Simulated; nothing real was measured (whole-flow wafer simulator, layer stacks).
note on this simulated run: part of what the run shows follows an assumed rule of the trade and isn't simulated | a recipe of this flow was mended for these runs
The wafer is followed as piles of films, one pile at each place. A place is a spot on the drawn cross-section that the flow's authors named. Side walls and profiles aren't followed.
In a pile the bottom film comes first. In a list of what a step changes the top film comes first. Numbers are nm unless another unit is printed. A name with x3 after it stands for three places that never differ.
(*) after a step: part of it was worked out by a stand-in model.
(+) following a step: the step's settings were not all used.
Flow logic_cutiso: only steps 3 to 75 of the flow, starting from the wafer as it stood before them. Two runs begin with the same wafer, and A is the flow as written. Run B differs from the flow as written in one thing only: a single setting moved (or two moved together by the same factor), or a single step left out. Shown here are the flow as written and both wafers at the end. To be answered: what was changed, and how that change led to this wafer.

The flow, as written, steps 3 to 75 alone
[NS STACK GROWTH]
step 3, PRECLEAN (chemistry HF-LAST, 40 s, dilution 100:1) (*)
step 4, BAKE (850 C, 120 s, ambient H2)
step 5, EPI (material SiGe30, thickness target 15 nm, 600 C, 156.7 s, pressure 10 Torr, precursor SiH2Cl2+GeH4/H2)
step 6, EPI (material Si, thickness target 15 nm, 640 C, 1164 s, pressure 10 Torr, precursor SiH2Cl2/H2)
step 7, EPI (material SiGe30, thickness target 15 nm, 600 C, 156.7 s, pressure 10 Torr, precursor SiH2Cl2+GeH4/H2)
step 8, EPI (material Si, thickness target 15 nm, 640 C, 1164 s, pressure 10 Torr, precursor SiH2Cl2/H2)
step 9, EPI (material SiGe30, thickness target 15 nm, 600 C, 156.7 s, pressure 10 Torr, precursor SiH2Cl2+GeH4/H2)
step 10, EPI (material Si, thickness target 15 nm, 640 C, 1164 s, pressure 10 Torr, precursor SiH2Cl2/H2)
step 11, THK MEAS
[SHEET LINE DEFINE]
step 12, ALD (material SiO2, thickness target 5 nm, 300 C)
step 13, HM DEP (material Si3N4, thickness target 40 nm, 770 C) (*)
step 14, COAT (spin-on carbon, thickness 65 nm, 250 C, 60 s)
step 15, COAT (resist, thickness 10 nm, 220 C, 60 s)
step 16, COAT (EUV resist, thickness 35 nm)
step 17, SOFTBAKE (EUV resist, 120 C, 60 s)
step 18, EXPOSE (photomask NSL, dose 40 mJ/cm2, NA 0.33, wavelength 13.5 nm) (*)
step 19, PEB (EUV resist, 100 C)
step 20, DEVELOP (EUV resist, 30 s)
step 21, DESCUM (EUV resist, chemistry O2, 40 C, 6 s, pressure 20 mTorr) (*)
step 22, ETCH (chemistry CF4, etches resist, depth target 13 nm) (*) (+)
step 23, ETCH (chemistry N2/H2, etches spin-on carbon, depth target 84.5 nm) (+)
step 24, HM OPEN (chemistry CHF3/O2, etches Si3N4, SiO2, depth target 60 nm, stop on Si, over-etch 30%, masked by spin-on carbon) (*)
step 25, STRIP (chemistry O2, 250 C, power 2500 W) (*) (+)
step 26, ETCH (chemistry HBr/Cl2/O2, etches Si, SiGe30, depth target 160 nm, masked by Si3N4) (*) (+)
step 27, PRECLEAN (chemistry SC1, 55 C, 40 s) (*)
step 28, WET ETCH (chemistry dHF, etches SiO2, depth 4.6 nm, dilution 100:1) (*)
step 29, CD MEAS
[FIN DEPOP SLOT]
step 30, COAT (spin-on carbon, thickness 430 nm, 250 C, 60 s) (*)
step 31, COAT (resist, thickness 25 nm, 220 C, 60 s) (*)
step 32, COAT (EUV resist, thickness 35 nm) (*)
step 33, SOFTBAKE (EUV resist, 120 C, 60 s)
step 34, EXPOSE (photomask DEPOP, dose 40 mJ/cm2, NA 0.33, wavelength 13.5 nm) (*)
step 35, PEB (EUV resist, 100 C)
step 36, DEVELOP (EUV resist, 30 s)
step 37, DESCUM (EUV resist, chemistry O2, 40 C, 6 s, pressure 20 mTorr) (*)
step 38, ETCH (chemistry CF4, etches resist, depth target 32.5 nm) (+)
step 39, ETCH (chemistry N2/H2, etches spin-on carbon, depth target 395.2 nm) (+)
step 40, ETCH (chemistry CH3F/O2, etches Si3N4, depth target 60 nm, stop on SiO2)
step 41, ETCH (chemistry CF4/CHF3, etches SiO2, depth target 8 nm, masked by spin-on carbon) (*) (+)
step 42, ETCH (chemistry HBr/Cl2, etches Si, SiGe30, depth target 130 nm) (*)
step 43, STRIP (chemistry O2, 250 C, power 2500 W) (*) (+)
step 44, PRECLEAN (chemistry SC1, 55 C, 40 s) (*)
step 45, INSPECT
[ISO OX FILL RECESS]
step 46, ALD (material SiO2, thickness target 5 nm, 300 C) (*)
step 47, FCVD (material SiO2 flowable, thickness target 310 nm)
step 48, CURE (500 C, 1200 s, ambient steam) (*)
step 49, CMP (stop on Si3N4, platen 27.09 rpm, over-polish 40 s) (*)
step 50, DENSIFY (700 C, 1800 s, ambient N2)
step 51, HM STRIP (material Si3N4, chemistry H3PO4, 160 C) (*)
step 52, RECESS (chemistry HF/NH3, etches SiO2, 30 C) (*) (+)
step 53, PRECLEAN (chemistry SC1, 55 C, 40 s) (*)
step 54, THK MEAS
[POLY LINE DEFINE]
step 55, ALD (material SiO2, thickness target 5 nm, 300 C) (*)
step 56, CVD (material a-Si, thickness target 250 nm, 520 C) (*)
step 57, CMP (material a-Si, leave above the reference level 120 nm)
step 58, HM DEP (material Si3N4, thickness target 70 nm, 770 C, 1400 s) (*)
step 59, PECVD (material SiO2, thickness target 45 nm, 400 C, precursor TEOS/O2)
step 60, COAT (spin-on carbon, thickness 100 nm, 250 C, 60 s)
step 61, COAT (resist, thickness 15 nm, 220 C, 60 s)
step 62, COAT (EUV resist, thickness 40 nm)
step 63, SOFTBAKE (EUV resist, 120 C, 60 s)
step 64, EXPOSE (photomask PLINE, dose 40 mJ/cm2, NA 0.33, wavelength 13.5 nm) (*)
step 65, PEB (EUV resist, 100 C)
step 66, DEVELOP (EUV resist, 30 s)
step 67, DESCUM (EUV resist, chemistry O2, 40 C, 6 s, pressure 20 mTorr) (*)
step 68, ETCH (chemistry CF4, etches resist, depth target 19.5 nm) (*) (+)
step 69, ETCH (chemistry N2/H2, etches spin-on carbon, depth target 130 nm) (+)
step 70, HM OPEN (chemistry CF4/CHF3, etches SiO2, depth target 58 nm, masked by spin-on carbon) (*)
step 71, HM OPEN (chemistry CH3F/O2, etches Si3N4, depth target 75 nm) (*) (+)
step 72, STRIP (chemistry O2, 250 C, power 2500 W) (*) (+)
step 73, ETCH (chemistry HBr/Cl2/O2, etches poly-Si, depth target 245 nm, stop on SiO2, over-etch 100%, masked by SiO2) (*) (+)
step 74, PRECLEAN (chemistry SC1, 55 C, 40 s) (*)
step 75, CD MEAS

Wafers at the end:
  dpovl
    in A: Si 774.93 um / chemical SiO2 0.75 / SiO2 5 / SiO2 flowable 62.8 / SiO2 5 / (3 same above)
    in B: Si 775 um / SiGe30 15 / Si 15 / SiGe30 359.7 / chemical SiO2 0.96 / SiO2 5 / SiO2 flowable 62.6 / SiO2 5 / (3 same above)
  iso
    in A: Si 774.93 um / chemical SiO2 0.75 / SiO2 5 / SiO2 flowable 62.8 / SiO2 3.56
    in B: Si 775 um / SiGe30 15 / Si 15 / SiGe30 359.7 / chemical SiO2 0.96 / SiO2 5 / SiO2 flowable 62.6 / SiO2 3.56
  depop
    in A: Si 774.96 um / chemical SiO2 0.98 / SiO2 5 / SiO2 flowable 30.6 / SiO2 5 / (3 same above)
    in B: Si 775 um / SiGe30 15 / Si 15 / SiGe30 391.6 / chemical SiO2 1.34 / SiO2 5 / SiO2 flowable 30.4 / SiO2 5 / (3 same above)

The reason: step 7, EPI: 870 C was run, while the flow as written has 600 C.

Step by step, how the change led to this:
  step 7, EPI (material SiGe30, thickness target 15 nm, 600 C, 156.7 s, pressure 10 Torr, precursor SiH2Cl2+GeH4/H2)
      depop, dpovl, gfld and 19 more: A +15 SiGe30 (new film) | B +478.4 SiGe30 (new film)
  step 26, ETCH (chemistry HBr/Cl2/O2, etches Si, SiGe30, depth target 160 nm, masked by Si3N4) (*) (+)
      dpovl, gfld, gxf, iso, isow, lnri, nsgap: A -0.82 chemical SiO2 (all of it), -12 Si (all of it), -15 SiGe30 (all of it), -15 Si (all of it), -15 SiGe30 (all of it), -15 Si (all of it), -15 SiGe30 (all of it), -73 Si | B -0.82 chemical SiO2 (all of it), -12 Si (all of it), -15 SiGe30 (all of it), -15 Si (all of it), -118 SiGe30
  step 42, ETCH (chemistry HBr/Cl2, etches Si, SiGe30, depth target 130 nm) (*)
      depop: A -13.8 Si (all of it), -15 SiGe30 (all of it), -15 Si (all of it), -15 SiGe30 (all of it), -15 Si (all of it), -15 SiGe30 (all of it), -41.2 Si | B -13.8 Si (all of it), -15 SiGe30 (all of it), -15 Si (all of it), -86.2 SiGe30
  step 43, STRIP (chemistry O2, 250 C, power 2500 W) (*) (+)
      depop: A +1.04 chemical SiO2 (new film), -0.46 Si | B +1.41 chemical SiO2 (new film), -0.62 SiGe30
